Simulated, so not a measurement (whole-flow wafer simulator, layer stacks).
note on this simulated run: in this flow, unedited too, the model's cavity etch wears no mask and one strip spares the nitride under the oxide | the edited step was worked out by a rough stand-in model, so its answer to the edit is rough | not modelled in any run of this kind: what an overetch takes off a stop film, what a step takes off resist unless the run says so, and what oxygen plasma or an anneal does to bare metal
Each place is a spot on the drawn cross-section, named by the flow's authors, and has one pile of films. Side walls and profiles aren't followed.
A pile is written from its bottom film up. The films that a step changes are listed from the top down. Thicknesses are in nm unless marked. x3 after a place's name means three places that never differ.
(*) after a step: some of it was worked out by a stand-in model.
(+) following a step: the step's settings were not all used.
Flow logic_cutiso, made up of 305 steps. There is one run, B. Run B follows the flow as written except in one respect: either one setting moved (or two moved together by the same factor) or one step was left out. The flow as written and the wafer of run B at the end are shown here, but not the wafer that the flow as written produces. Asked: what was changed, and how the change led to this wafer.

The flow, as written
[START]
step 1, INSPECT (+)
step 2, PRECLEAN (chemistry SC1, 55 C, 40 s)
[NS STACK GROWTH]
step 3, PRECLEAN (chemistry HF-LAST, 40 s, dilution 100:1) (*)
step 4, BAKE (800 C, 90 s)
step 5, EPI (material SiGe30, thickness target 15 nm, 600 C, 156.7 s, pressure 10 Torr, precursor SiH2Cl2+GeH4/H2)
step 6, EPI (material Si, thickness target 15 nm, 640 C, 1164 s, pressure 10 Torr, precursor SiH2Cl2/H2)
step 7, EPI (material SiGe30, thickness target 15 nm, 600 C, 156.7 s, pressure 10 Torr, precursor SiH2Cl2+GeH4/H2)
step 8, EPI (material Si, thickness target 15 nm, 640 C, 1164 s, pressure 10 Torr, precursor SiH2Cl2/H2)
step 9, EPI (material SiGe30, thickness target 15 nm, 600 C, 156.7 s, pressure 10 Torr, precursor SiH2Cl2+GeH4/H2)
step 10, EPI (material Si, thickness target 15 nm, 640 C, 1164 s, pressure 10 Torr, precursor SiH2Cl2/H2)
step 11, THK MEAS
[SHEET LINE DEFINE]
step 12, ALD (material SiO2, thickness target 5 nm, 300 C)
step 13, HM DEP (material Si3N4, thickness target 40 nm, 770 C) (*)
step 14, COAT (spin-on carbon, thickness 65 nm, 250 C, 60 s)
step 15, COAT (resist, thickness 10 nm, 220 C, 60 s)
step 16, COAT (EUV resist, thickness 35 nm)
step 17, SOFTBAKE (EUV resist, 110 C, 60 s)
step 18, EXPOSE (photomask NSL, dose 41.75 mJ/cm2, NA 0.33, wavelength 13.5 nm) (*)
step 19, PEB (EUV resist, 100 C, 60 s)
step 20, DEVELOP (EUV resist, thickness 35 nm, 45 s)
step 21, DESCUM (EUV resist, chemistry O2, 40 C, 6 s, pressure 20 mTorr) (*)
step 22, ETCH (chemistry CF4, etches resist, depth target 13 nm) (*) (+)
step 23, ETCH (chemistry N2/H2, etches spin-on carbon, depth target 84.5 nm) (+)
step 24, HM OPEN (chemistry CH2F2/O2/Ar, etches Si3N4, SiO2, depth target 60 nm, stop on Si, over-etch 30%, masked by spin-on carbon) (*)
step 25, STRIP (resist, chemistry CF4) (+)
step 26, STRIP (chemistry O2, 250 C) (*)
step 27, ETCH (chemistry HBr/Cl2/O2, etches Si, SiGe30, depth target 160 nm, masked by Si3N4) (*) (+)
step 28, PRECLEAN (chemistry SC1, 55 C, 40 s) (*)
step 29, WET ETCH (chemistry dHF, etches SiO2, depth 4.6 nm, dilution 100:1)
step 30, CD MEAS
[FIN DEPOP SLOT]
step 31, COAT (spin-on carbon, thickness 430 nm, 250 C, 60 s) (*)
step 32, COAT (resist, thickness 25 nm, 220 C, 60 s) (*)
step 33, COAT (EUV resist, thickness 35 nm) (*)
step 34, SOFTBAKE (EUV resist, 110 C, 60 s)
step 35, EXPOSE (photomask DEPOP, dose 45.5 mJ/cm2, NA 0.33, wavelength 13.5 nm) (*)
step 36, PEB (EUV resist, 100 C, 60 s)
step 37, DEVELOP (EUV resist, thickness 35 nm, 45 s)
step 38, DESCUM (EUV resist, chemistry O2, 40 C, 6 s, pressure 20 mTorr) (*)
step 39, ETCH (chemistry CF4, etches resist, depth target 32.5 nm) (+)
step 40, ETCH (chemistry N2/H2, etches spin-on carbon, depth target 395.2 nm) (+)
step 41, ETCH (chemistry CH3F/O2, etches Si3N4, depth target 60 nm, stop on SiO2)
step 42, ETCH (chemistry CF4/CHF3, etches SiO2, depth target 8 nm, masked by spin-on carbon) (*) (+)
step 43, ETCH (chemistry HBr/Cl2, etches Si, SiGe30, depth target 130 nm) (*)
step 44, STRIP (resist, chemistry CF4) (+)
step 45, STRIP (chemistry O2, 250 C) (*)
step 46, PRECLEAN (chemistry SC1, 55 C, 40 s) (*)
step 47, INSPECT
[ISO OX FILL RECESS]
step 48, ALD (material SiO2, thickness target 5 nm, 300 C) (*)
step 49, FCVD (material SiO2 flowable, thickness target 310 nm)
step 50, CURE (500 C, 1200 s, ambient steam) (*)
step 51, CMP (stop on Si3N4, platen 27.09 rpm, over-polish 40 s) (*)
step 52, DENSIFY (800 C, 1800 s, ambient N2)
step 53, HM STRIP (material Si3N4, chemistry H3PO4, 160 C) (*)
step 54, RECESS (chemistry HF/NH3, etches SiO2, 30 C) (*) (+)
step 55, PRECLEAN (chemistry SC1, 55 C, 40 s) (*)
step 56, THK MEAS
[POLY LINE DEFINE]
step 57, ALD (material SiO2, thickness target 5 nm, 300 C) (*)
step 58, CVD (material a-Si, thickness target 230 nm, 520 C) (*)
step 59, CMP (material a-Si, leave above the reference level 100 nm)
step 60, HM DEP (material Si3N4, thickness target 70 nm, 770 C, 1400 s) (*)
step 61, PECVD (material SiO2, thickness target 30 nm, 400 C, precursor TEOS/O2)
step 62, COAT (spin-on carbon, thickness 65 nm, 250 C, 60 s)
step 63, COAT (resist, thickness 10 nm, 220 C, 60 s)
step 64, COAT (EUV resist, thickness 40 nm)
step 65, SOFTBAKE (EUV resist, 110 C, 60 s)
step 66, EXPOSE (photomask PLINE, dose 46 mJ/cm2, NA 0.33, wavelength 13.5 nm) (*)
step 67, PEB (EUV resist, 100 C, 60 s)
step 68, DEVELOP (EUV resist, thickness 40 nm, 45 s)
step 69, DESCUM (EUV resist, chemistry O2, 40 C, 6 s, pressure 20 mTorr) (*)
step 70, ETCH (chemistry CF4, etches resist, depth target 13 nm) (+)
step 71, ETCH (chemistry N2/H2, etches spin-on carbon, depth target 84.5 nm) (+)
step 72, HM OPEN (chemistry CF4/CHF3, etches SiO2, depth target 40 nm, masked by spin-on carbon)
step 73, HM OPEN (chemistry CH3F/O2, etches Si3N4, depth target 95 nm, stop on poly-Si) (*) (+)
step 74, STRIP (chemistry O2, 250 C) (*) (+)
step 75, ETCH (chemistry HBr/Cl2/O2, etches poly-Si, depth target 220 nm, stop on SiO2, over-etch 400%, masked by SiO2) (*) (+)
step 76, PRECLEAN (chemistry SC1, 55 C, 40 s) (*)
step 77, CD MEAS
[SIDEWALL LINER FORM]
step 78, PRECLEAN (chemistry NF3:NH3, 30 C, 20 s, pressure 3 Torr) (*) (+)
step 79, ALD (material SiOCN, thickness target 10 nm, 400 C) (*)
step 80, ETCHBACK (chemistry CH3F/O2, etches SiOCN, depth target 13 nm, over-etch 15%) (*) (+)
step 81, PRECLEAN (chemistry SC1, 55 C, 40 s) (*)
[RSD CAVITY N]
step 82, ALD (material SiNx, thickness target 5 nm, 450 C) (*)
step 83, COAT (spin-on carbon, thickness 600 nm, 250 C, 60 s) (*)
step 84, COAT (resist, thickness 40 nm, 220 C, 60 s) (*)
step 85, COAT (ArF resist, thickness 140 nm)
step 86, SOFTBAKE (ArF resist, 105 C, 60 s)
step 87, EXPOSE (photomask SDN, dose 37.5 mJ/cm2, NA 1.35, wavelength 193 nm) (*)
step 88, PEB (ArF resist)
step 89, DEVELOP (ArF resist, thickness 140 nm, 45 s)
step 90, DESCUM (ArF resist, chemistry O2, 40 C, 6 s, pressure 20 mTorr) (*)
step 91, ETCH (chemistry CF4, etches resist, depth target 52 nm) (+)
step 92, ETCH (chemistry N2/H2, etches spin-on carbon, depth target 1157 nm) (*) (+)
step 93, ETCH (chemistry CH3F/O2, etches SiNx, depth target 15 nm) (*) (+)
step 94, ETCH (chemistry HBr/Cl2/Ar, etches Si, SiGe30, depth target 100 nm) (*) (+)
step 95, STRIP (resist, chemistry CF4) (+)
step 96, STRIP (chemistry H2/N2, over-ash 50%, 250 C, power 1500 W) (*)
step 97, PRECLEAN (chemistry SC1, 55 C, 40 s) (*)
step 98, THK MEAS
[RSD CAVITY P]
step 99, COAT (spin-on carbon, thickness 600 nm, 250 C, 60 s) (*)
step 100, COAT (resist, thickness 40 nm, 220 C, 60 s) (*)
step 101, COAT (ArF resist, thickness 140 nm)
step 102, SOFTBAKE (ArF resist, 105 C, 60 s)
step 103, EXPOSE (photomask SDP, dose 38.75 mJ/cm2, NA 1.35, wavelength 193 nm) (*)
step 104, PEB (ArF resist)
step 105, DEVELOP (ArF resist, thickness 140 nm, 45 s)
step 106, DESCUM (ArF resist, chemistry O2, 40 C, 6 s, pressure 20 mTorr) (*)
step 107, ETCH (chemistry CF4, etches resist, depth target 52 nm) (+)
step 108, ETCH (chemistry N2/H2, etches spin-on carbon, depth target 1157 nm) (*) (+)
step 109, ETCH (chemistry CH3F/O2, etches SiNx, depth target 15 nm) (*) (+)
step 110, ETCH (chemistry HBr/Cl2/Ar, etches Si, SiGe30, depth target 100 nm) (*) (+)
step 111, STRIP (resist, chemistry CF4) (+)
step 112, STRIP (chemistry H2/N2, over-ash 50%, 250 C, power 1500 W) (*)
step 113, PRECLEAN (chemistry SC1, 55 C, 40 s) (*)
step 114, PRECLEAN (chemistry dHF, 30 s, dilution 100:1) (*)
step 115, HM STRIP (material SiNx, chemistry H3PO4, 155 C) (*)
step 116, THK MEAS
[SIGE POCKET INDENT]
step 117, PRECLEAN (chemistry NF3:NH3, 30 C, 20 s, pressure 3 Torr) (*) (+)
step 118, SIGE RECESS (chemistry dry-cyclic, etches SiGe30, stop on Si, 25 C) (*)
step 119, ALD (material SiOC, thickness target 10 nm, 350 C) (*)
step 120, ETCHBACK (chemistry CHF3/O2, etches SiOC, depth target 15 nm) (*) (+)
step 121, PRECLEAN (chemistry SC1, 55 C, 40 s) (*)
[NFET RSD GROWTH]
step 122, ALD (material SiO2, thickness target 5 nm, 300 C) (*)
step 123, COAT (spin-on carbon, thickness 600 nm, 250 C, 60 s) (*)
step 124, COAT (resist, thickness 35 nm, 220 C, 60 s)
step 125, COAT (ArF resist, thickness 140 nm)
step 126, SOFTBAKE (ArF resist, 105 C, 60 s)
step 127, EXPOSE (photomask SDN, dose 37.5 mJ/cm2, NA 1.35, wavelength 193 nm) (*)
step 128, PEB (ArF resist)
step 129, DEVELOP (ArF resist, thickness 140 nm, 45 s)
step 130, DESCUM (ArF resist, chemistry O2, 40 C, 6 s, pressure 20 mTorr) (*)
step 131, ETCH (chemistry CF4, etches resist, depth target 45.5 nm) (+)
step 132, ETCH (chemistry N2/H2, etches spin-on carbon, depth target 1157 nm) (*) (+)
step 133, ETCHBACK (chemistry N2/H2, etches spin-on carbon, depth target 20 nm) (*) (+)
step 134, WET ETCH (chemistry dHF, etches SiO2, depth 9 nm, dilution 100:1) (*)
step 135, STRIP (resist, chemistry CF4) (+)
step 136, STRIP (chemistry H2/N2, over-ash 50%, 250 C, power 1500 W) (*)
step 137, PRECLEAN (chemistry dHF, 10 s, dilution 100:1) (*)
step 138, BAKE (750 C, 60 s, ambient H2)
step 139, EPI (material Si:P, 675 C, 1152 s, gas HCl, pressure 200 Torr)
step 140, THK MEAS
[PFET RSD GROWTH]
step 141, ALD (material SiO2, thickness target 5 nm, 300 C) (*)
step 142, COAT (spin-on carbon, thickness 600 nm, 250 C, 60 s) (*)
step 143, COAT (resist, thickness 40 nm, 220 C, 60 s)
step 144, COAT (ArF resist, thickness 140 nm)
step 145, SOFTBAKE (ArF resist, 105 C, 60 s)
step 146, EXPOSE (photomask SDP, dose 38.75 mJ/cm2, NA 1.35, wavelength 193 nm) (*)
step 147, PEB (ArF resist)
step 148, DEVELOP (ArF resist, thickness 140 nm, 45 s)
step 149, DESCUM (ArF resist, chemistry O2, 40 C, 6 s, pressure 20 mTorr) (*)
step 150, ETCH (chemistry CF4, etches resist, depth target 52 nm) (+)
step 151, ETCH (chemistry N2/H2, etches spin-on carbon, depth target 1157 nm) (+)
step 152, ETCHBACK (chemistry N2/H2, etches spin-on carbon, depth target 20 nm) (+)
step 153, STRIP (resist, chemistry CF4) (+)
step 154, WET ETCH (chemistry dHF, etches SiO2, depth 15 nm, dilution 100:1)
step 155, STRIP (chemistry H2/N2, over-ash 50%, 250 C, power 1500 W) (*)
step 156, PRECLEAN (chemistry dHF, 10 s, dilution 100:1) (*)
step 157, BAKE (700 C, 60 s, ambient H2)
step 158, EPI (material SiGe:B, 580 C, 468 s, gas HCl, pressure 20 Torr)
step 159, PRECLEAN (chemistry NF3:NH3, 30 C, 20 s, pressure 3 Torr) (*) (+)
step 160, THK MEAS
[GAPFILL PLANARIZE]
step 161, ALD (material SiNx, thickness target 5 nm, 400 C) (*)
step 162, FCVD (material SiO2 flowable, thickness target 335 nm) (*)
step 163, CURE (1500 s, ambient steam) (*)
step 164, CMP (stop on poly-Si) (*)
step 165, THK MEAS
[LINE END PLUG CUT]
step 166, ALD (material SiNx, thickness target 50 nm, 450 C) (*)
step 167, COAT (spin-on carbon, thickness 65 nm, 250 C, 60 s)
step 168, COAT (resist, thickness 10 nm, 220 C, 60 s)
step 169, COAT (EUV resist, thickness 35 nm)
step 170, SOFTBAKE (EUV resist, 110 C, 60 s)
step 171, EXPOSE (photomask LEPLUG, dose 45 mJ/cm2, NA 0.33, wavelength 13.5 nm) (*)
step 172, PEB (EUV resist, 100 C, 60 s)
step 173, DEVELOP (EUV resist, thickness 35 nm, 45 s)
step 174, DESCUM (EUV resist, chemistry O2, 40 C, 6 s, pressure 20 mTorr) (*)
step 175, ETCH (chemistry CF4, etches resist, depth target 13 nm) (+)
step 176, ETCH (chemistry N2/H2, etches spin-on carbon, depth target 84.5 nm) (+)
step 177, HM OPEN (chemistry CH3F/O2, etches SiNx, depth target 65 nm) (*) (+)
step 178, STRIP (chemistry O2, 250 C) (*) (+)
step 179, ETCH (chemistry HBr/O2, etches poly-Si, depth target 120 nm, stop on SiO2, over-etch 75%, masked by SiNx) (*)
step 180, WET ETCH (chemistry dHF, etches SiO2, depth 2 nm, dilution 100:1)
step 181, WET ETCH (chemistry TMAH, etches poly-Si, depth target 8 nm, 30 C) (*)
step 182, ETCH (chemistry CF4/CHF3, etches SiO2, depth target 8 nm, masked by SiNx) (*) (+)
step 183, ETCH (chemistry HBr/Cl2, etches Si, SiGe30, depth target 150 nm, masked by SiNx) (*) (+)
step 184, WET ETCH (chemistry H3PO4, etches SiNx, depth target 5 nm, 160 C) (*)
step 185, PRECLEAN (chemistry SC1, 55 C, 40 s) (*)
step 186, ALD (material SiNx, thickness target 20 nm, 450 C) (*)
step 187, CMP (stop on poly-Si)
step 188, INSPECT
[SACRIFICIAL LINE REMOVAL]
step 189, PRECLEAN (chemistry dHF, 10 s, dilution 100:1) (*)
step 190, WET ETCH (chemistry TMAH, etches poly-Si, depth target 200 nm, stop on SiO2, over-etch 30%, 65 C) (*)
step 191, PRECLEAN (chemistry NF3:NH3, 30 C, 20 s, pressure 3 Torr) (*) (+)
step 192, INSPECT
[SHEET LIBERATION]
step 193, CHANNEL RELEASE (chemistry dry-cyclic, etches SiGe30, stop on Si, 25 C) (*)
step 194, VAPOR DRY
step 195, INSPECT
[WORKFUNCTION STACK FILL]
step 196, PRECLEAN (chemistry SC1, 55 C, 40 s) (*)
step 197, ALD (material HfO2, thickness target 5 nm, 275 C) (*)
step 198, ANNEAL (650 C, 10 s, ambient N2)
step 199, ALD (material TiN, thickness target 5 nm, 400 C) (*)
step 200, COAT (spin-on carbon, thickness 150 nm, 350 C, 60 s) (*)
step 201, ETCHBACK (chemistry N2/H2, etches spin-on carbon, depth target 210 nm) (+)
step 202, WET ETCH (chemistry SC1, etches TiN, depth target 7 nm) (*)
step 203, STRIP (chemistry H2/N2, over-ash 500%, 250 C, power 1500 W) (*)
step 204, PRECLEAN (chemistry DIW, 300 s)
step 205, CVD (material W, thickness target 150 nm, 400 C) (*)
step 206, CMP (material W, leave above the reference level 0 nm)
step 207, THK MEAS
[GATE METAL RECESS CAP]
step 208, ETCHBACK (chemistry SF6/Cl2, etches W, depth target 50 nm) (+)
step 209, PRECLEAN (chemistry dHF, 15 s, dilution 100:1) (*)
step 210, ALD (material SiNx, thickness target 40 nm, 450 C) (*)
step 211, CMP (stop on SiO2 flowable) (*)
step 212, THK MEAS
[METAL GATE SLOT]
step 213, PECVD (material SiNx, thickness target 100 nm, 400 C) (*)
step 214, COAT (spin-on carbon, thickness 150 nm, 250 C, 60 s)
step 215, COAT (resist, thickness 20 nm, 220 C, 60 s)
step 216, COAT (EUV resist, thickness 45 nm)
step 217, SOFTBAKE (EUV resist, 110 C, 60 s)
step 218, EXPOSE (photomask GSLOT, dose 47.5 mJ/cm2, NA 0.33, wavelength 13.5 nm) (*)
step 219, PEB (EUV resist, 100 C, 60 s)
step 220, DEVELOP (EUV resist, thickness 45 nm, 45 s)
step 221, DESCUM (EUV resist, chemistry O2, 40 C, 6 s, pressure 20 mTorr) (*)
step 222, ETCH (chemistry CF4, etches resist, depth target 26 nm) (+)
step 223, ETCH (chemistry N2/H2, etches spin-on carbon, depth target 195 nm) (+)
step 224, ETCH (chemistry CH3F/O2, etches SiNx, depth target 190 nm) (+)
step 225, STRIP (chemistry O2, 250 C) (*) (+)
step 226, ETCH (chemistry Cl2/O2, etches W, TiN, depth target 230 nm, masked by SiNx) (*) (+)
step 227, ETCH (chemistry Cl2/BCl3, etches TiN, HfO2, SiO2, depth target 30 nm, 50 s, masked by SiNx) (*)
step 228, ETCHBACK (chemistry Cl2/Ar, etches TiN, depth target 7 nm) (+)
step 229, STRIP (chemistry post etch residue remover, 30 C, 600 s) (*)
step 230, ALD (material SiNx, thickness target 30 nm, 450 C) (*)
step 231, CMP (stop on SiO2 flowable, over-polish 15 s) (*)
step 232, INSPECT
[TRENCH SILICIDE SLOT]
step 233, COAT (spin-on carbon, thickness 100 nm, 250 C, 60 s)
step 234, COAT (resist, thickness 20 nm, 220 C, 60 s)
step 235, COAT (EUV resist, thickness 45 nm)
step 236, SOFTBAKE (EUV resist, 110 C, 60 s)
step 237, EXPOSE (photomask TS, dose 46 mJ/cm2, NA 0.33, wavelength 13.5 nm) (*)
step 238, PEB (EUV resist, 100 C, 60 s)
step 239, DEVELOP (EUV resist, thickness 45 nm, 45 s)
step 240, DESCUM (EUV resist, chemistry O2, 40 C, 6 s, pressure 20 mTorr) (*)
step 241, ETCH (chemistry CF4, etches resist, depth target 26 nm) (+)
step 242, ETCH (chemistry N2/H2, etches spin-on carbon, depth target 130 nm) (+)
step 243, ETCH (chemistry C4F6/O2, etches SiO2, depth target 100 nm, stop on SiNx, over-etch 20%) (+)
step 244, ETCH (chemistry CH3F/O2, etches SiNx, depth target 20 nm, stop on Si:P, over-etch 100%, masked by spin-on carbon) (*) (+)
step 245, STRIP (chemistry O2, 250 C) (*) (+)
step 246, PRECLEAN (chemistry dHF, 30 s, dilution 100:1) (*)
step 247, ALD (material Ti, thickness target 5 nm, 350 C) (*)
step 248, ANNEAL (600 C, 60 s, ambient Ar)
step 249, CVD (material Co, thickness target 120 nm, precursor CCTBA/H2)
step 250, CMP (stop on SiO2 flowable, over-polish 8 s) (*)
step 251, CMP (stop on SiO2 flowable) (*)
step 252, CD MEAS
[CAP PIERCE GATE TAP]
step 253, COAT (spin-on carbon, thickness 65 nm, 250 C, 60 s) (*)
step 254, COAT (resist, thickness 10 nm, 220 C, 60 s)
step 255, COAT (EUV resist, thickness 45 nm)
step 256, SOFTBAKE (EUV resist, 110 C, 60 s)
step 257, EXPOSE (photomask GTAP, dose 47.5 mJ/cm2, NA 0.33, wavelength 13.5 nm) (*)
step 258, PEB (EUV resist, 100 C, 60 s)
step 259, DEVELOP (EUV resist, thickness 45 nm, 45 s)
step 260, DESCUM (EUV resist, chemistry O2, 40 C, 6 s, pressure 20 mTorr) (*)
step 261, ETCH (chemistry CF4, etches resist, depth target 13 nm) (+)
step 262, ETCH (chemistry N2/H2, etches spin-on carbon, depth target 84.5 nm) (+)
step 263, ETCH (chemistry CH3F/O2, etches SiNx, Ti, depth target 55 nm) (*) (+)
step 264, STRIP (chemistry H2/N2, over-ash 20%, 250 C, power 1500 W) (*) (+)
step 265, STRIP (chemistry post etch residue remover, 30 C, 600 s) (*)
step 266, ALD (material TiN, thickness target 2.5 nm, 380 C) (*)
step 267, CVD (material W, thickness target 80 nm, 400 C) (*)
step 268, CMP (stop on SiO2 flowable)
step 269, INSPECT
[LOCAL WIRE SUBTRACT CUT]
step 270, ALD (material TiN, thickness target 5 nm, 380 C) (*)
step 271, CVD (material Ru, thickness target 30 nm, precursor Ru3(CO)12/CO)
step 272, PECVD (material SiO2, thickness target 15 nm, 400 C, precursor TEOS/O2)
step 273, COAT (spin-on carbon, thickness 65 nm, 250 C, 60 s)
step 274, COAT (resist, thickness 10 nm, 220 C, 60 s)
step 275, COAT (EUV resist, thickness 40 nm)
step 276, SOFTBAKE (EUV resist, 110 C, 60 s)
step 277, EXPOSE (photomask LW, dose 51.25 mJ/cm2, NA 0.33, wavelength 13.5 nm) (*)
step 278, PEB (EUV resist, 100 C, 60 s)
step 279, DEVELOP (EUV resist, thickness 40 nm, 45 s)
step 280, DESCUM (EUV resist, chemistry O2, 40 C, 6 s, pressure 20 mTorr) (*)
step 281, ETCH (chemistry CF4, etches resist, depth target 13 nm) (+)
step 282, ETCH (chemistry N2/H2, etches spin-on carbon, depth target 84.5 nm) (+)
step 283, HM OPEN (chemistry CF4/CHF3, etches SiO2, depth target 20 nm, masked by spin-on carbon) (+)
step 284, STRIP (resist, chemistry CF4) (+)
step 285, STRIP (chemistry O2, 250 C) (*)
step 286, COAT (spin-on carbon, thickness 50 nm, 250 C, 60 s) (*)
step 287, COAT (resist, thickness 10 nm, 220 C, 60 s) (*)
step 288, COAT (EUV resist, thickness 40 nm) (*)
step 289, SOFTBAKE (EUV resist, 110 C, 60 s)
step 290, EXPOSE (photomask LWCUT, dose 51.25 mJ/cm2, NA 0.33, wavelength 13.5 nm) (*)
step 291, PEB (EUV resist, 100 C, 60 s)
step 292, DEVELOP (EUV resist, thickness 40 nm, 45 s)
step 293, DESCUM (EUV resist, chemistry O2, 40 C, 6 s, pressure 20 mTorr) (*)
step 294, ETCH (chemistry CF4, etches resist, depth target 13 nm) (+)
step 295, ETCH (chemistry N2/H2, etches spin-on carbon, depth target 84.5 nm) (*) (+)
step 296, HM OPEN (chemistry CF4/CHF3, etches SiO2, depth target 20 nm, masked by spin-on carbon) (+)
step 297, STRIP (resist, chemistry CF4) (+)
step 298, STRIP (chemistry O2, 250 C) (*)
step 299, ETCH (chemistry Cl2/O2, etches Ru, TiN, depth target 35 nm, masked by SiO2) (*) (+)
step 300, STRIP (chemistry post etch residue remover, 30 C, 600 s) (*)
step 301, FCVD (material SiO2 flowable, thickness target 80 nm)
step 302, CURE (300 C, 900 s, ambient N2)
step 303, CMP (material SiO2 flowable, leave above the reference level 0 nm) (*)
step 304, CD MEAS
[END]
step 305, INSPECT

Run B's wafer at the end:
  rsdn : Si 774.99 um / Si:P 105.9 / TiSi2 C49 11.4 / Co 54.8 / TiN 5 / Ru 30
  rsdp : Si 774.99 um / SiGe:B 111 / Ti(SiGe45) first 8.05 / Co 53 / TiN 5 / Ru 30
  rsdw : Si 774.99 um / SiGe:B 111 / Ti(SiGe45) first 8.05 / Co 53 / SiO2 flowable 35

The reason: step 247, ALD: thickness target 4.5 nm was run, though the flow has thickness target 5 nm.

Step by step, how the change led to this:
  step 248, ANNEAL (600 C, 60 s, ambient Ar)
      rsdp, rsdw: +8.05 Ti(SiGe45) first (new film), -4.5 Ti (all of it), -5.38 SiGe:B (it would be, as written: +8.95 Ti(SiGe45) first (new film), -5 Ti (all of it), -5.98 SiGe:B)
      rsdn: +11.4 TiSi2 C49 (new film), -4.5 Ti (all of it), -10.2 Si:P (it would be, as written: +12.7 TiSi2 C49 (new film), -5 Ti (all of it), -11.3 Si:P)
  step 250, CMP (stop on SiO2 flowable, over-polish 8 s) (*)
      rsdx: -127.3 Co (it would be, as written: -127.9 Co (all of it))
  step 251, CMP (stop on SiO2 flowable) (*)
      rsdx: -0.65 Co (all of it), -4.5 Ti (all of it) (it would be, as written: -5 Ti (all of it))
